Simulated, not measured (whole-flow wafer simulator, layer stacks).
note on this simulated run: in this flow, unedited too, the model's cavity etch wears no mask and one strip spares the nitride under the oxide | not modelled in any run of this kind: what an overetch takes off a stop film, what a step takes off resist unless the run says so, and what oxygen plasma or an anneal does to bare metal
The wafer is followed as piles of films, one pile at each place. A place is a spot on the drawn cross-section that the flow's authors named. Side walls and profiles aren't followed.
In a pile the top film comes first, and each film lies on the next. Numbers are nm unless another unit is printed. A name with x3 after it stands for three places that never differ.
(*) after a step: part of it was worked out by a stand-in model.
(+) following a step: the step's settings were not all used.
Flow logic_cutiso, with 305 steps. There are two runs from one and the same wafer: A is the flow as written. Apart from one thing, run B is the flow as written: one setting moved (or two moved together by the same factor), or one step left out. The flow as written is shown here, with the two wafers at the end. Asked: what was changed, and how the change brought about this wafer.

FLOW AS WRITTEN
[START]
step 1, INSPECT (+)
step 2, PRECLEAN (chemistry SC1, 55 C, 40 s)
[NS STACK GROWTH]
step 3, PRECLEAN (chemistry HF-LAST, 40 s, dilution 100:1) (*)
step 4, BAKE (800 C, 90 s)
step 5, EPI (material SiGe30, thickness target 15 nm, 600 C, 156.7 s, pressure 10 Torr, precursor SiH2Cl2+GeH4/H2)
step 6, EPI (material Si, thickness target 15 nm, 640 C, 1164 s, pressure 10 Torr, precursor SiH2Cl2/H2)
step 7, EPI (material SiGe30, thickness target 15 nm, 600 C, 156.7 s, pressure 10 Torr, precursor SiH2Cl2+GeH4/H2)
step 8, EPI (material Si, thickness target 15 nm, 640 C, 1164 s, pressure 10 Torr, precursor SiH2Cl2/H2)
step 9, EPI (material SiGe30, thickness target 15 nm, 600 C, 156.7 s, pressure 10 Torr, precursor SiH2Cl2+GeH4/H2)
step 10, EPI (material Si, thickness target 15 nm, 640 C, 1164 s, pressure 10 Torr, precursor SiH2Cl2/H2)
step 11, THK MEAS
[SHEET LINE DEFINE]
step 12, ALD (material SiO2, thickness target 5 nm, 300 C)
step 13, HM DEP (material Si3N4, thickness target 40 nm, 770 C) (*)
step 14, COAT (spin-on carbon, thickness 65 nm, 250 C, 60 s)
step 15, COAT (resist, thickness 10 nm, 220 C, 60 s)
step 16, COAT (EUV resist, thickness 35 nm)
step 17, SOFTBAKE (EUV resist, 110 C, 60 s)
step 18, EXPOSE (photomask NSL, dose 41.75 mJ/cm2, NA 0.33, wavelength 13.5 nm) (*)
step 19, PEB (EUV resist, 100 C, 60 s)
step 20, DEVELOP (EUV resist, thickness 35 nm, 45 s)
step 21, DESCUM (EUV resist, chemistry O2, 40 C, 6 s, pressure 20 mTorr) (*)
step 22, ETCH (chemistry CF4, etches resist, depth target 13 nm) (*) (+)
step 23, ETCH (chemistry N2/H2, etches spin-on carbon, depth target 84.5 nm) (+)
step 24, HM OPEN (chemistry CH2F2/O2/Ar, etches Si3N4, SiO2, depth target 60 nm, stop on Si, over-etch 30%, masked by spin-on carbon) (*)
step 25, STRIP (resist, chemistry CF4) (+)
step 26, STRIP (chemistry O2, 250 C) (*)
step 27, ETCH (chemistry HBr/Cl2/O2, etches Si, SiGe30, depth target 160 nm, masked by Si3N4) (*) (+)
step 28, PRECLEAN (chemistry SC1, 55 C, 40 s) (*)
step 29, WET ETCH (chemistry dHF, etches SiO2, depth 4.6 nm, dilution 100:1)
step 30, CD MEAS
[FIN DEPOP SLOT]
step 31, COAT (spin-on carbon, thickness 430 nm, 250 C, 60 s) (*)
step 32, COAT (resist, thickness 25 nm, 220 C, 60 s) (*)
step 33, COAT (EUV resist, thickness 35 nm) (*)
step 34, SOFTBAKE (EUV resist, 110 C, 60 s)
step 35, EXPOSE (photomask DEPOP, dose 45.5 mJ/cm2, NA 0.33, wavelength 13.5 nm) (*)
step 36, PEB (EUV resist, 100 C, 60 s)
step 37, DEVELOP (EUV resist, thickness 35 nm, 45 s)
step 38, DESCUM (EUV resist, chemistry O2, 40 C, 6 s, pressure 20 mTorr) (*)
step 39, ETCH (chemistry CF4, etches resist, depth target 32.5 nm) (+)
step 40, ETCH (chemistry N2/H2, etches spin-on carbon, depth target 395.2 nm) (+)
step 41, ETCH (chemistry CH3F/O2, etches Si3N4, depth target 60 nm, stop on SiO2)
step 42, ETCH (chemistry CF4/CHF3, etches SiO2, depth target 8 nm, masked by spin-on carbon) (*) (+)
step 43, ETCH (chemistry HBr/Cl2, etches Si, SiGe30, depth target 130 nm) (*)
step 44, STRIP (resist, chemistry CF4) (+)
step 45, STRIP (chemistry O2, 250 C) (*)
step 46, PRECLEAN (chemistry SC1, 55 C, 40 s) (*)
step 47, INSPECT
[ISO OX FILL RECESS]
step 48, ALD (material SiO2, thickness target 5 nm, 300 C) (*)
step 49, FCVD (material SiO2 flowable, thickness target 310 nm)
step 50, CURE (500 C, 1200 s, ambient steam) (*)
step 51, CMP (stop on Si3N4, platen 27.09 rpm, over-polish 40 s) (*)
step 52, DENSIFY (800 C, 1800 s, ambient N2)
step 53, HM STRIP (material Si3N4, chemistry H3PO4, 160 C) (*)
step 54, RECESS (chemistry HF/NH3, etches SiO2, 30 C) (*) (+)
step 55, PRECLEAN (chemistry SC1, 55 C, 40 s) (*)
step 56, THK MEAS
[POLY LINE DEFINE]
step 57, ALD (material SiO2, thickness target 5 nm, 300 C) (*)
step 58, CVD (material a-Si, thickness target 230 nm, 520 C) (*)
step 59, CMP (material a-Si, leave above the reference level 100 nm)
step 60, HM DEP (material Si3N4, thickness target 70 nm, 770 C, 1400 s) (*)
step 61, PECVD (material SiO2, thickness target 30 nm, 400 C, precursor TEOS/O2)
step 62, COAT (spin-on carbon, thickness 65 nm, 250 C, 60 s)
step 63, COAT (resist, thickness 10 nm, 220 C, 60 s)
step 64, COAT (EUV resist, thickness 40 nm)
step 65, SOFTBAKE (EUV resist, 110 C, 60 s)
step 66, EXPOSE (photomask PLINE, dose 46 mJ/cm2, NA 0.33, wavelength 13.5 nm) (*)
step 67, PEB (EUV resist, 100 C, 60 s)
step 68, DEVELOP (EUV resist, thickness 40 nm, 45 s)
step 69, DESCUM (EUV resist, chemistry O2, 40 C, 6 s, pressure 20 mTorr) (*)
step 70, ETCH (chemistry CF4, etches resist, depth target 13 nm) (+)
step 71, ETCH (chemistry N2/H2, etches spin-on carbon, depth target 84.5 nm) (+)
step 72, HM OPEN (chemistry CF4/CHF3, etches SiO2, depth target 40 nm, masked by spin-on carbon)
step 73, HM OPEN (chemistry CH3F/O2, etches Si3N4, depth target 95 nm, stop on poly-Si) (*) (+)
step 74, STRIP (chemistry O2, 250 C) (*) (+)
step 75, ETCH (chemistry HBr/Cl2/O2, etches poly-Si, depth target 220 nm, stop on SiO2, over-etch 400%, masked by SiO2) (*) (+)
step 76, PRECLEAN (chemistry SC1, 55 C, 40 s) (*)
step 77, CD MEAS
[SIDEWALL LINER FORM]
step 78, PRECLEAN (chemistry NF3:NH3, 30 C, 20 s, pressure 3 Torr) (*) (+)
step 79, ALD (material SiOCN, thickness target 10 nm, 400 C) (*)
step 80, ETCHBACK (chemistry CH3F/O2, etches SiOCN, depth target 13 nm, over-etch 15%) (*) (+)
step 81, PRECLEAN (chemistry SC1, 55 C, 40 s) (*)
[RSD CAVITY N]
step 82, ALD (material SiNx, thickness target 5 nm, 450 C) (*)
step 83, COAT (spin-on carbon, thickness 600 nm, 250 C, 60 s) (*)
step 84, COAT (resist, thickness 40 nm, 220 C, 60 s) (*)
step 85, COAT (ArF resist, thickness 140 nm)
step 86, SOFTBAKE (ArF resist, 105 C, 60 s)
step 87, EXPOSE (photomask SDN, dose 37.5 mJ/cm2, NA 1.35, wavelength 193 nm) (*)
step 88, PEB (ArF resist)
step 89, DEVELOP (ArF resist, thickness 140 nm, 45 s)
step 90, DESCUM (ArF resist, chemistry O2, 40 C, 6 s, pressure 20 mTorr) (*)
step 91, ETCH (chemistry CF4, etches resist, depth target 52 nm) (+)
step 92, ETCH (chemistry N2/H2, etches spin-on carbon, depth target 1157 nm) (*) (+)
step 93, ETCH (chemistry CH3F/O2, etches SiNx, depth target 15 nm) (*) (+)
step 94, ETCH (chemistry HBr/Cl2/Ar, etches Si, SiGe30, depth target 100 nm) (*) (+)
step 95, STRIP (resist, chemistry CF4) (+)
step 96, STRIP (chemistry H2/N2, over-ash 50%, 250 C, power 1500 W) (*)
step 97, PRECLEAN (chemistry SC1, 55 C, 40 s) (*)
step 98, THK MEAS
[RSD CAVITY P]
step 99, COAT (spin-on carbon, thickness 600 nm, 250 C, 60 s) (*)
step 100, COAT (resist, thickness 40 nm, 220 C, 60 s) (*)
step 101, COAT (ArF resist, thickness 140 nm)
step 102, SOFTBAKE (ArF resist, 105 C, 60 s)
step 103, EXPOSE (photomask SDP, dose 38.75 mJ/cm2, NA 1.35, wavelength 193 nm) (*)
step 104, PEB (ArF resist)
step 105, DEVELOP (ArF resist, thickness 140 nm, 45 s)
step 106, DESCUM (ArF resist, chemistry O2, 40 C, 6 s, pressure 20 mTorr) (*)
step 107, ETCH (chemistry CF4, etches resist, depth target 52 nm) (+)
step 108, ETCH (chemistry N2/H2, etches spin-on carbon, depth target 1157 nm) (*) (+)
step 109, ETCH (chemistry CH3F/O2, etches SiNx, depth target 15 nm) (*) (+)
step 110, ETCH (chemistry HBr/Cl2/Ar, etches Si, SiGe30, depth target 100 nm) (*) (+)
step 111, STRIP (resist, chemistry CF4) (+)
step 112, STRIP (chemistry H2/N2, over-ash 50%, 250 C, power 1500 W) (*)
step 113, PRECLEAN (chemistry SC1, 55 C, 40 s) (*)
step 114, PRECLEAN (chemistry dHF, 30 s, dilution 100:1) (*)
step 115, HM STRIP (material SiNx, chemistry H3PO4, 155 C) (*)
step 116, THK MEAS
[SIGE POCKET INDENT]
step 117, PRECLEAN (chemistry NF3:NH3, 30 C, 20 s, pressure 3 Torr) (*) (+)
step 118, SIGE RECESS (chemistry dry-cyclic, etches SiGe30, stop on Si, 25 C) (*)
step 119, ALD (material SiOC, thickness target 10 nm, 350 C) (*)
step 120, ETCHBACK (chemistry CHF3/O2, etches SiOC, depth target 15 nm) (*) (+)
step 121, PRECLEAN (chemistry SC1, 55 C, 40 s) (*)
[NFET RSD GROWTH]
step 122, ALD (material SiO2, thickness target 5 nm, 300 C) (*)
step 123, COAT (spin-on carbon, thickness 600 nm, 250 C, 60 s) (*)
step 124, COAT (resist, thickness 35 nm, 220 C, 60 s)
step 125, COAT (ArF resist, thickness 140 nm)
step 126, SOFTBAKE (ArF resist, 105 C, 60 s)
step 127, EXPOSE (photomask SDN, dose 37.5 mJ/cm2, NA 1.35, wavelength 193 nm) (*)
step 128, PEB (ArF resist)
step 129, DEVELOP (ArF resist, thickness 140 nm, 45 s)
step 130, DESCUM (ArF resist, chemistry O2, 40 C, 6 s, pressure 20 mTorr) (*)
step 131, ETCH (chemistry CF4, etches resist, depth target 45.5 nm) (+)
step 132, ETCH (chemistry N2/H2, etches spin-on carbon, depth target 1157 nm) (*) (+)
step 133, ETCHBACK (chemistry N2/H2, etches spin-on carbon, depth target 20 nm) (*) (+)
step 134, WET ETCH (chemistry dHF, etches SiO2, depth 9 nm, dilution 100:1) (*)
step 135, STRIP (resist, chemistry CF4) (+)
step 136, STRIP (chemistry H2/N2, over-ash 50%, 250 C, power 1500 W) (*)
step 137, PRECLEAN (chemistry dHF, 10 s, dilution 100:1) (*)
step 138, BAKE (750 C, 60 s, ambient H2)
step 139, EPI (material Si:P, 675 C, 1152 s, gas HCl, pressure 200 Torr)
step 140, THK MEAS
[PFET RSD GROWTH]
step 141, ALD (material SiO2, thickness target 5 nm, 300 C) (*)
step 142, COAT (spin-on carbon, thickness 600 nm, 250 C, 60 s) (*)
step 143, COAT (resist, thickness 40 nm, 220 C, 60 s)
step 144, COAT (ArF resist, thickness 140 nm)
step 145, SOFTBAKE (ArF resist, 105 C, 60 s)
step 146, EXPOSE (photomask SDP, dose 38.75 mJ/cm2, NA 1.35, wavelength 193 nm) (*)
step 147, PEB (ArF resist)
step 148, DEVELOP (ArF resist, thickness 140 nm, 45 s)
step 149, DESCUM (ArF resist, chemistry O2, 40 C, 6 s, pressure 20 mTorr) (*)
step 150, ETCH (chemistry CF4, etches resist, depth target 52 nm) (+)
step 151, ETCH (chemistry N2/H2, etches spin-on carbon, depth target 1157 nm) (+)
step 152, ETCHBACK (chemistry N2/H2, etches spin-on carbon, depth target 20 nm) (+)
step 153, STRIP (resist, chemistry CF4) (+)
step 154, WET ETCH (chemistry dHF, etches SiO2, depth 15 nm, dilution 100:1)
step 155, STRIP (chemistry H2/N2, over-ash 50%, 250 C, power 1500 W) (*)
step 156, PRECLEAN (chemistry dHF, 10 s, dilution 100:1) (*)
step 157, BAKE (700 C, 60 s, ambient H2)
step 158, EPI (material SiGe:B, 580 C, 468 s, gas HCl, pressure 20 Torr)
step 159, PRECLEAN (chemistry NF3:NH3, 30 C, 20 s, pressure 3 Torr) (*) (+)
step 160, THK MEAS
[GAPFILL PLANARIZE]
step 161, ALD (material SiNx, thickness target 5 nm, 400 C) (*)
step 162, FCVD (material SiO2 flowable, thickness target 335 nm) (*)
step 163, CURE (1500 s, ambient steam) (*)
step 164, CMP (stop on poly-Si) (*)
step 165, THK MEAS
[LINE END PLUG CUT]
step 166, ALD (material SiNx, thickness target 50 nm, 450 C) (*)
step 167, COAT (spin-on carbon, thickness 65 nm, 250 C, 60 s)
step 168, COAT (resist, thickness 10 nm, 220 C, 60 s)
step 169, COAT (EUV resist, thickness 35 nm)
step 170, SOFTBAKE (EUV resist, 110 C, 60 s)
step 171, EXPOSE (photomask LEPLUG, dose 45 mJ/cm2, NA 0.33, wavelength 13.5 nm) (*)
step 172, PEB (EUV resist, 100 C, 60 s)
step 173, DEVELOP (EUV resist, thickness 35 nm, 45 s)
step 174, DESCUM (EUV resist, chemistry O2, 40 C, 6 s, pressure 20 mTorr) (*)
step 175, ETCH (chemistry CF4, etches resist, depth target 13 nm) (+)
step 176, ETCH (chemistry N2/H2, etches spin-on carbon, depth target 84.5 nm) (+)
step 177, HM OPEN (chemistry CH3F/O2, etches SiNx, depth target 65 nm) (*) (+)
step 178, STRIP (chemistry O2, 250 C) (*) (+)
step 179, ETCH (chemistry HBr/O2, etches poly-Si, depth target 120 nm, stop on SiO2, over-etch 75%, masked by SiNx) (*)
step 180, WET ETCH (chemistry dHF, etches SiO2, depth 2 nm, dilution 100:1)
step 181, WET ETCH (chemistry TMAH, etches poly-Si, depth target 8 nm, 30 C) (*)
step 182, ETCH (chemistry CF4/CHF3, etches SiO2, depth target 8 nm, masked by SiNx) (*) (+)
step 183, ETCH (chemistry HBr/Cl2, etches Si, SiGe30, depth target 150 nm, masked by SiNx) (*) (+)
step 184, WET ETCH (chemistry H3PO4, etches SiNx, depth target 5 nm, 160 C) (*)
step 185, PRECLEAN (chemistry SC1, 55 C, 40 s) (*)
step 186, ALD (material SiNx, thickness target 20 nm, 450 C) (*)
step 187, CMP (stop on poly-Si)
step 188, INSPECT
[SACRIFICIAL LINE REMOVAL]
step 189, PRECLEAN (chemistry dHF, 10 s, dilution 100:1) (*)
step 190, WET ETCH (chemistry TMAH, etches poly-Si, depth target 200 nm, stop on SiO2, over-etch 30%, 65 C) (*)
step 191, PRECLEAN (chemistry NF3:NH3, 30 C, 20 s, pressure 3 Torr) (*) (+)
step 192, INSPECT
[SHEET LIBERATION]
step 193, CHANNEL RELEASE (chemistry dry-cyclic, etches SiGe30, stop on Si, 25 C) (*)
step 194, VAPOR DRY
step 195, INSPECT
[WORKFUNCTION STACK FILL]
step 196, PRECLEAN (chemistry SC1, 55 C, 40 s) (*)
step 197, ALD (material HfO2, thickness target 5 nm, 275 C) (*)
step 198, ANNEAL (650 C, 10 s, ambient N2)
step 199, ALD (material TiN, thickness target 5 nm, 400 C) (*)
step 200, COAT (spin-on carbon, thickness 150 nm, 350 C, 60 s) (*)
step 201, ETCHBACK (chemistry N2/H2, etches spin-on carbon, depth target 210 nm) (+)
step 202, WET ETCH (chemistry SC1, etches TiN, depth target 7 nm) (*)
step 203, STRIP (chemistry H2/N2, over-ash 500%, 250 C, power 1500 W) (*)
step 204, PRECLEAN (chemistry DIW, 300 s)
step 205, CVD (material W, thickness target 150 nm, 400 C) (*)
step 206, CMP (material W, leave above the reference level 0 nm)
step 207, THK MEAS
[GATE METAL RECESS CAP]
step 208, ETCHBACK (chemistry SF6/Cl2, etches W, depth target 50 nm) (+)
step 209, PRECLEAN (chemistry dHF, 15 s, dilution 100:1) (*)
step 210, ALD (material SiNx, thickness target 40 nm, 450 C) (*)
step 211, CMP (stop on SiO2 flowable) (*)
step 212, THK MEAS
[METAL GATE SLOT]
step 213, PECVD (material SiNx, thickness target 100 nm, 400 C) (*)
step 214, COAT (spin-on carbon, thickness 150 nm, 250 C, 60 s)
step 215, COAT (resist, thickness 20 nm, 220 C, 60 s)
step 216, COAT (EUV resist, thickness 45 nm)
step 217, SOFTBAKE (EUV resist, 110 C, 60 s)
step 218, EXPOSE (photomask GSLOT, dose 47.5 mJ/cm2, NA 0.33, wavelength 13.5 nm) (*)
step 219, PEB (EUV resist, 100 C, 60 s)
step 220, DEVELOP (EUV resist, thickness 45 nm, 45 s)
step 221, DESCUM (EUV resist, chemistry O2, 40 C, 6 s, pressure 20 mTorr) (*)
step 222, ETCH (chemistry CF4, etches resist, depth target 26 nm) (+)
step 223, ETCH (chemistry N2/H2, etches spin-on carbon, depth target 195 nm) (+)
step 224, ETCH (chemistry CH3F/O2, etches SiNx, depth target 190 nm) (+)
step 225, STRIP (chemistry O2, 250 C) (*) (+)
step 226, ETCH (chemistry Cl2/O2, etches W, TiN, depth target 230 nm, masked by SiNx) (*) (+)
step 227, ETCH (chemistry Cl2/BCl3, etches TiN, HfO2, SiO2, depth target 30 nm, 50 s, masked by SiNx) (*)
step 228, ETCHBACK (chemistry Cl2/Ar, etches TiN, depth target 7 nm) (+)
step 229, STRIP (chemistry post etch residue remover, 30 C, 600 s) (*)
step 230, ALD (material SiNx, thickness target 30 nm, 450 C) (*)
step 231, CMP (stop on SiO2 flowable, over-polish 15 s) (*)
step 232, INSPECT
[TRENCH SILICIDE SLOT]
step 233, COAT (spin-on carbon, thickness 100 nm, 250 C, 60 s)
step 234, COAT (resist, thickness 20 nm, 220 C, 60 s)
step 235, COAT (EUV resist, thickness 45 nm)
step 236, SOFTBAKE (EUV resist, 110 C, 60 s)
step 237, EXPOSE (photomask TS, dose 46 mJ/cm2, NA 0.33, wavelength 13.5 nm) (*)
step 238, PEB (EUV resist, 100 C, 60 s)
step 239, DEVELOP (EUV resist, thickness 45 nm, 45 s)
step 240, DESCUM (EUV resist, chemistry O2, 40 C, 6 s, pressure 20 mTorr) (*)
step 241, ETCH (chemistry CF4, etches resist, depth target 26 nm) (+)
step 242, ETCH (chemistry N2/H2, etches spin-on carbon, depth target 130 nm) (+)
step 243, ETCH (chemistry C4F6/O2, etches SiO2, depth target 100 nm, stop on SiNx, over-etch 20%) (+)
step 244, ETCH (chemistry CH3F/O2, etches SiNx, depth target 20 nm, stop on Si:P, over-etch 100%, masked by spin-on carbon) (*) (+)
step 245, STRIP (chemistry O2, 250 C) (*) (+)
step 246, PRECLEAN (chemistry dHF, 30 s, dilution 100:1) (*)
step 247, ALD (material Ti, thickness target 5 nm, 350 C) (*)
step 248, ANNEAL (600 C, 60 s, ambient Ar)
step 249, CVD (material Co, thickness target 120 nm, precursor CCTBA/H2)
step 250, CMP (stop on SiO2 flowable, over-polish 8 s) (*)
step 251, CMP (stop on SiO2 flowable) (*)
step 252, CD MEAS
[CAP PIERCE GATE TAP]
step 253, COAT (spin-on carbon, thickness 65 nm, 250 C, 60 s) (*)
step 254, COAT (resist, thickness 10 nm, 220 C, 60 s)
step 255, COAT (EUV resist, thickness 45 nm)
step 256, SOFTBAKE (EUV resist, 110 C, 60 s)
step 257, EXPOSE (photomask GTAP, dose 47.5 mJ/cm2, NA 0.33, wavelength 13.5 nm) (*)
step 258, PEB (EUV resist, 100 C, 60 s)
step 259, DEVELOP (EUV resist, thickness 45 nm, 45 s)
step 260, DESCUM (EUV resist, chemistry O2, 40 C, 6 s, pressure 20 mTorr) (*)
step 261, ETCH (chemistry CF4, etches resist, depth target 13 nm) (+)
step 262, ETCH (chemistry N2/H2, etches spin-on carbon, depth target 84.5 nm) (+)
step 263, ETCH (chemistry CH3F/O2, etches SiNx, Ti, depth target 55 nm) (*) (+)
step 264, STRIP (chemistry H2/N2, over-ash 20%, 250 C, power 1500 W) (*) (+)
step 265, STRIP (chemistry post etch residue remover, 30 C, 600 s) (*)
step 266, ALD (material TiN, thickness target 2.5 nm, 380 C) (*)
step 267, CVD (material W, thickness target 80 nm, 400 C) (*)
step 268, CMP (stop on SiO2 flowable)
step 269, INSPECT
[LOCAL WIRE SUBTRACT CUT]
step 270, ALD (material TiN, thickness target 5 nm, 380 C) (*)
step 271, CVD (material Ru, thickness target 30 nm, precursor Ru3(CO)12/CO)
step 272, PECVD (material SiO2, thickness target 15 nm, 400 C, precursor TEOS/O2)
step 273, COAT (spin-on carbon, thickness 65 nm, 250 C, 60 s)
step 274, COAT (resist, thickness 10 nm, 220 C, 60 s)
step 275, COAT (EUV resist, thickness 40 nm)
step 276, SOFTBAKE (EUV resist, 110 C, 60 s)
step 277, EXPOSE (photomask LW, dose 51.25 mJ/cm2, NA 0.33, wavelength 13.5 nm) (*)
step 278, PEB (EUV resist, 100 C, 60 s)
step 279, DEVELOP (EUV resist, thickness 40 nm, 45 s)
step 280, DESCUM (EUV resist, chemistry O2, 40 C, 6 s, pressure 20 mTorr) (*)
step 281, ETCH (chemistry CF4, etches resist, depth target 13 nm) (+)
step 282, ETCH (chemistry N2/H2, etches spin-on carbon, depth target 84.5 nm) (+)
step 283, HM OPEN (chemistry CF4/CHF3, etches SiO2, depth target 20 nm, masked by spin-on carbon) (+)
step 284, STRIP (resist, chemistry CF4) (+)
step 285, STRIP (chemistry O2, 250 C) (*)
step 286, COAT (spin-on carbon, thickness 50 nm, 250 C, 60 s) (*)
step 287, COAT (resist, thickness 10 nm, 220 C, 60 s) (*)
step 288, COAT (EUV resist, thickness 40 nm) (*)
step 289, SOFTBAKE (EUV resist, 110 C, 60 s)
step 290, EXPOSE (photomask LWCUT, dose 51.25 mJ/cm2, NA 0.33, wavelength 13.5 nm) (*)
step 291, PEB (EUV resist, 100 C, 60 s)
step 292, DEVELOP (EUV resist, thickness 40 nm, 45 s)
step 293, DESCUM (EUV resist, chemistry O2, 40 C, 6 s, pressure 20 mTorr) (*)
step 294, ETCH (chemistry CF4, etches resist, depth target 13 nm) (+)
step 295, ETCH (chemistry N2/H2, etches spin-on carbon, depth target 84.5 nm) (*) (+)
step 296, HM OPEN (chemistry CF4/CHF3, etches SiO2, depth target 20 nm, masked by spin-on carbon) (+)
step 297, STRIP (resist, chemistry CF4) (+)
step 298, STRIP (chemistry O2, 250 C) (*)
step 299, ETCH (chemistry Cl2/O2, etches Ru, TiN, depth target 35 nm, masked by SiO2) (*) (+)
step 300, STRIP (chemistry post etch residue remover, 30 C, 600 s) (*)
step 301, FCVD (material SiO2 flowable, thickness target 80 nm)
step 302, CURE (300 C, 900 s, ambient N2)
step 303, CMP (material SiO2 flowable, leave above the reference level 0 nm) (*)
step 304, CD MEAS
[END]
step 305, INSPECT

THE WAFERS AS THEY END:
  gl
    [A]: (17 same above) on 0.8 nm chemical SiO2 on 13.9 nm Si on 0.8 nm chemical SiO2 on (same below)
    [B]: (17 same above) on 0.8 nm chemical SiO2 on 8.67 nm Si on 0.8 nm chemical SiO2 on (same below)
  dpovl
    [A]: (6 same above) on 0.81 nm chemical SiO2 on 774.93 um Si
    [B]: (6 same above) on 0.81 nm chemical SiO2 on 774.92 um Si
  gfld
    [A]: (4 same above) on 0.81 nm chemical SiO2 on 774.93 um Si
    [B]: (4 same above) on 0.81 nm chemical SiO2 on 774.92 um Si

Cause: step 6, EPI: 756.9 s was run, while the flow as written has 1164 s.

Step by step, how the change led to this:
  step 6, EPI (material Si, thickness target 15 nm, 640 C, 1164 s, pressure 10 Torr, precursor SiH2Cl2/H2)
      depop, dpovl, gfld and 19 more: A Si gains 15 (new film) | B Si gains 9.75 (new film)
  step 27, ETCH (chemistry HBr/Cl2/O2, etches Si, SiGe30, depth target 160 nm, masked by Si3N4) (*) (+)
      gfld, gxf, iso, lnri: A chemical SiO2 loses 0.79 (all of it), Si loses 11.4 (all of it), SiGe30 loses 15 (all of it), Si loses 15 (all of it), SiGe30 loses 15 (all of it), Si loses 15 (all of it), SiGe30 loses 15 (all of it), Si loses 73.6 | B chemical SiO2 loses 0.79 (all of it), Si loses 11.4 (all of it), SiGe30 loses 15 (all of it), Si loses 15 (all of it), SiGe30 loses 15 (all of it), Si loses 9.75 (all of it), SiGe30 loses 15 (all of it), Si loses 78.9
      dpovl, nsgap: A chemical SiO2 loses 0.79 (all of it), Si loses 11.8 (all of it), SiGe30 loses 15 (all of it), Si loses 15 (all of it), SiGe30 loses 15 (all of it), Si loses 15 (all of it), SiGe30 loses 15 (all of it), Si loses 73.2 | B chemical SiO2 loses 0.79 (all of it), Si loses 11.8 (all of it), SiGe30 loses 15 (all of it), Si loses 15 (all of it), SiGe30 loses 15 (all of it), Si loses 9.75 (all of it), SiGe30 loses 15 (all of it), Si loses 78.5
      (as well as at 1 more place)
  step 43, ETCH (chemistry HBr/Cl2, etches Si, SiGe30, depth target 130 nm) (*)
      depop: A Si loses 14 (all of it), SiGe30 loses 15 (all of it), Si loses 15 (all of it), SiGe30 loses 15 (all of it), Si loses 15 (all of it), SiGe30 loses 15 (all of it), Si loses 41 | B Si loses 14 (all of it), SiGe30 loses 15 (all of it), Si loses 15 (all of it), SiGe30 loses 15 (all of it), Si loses 9.75 (all of it), SiGe30 loses 15 (all of it), Si loses 46.2
  step 94, ETCH (chemistry HBr/Cl2/Ar, etches Si, SiGe30, depth target 100 nm) (*) (+)
      rsdn, rsdx: A chemical SiO2 loses 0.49 (all of it), Si loses 12.8 (all of it), SiGe30 loses 15 (all of it), Si loses 15 (all of it), SiGe30 loses 15 (all of it), Si loses 15 (all of it), SiGe30 loses 15 (all of it), Si loses 12.2 | B chemical SiO2 loses 0.49 (all of it), Si loses 12.8 (all of it), SiGe30 loses 15 (all of it), Si loses 15 (all of it), SiGe30 loses 15 (all of it), Si loses 9.75 (all of it), SiGe30 loses 15 (all of it), Si loses 17.4
  step 110, ETCH (chemistry HBr/Cl2/Ar, etches Si, SiGe30, depth target 100 nm) (*) (+)
      rsdp, rsdw: A chemical SiO2 loses 0.49 (all of it), Si loses 12.8 (all of it), SiGe30 loses 15 (all of it), Si loses 15 (all of it), SiGe30 loses 15 (all of it), Si loses 15 (all of it), SiGe30 loses 15 (all of it), Si loses 12.2 | B chemical SiO2 loses 0.49 (all of it), Si loses 12.8 (all of it), SiGe30 loses 15 (all of it), Si loses 15 (all of it), SiGe30 loses 15 (all of it), Si loses 9.75 (all of it), SiGe30 loses 15 (all of it), Si loses 17.4
  step 183, ETCH (chemistry HBr/Cl2, etches Si, SiGe30, depth target 150 nm, masked by SiNx) (*) (+)
      plug: A Si loses 13.6 (all of it), SiGe30 loses 15 (all of it), Si loses 15 (all of it), SiGe30 loses 15 (all of it), Si loses 15 (all of it), SiGe30 loses 15 (all of it), Si loses 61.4 | B Si loses 13.6 (all of it), SiGe30 loses 15 (all of it), Si loses 15 (all of it), SiGe30 loses 15 (all of it), Si loses 9.75 (all of it), SiGe30 loses 15 (all of it), Si loses 66.7
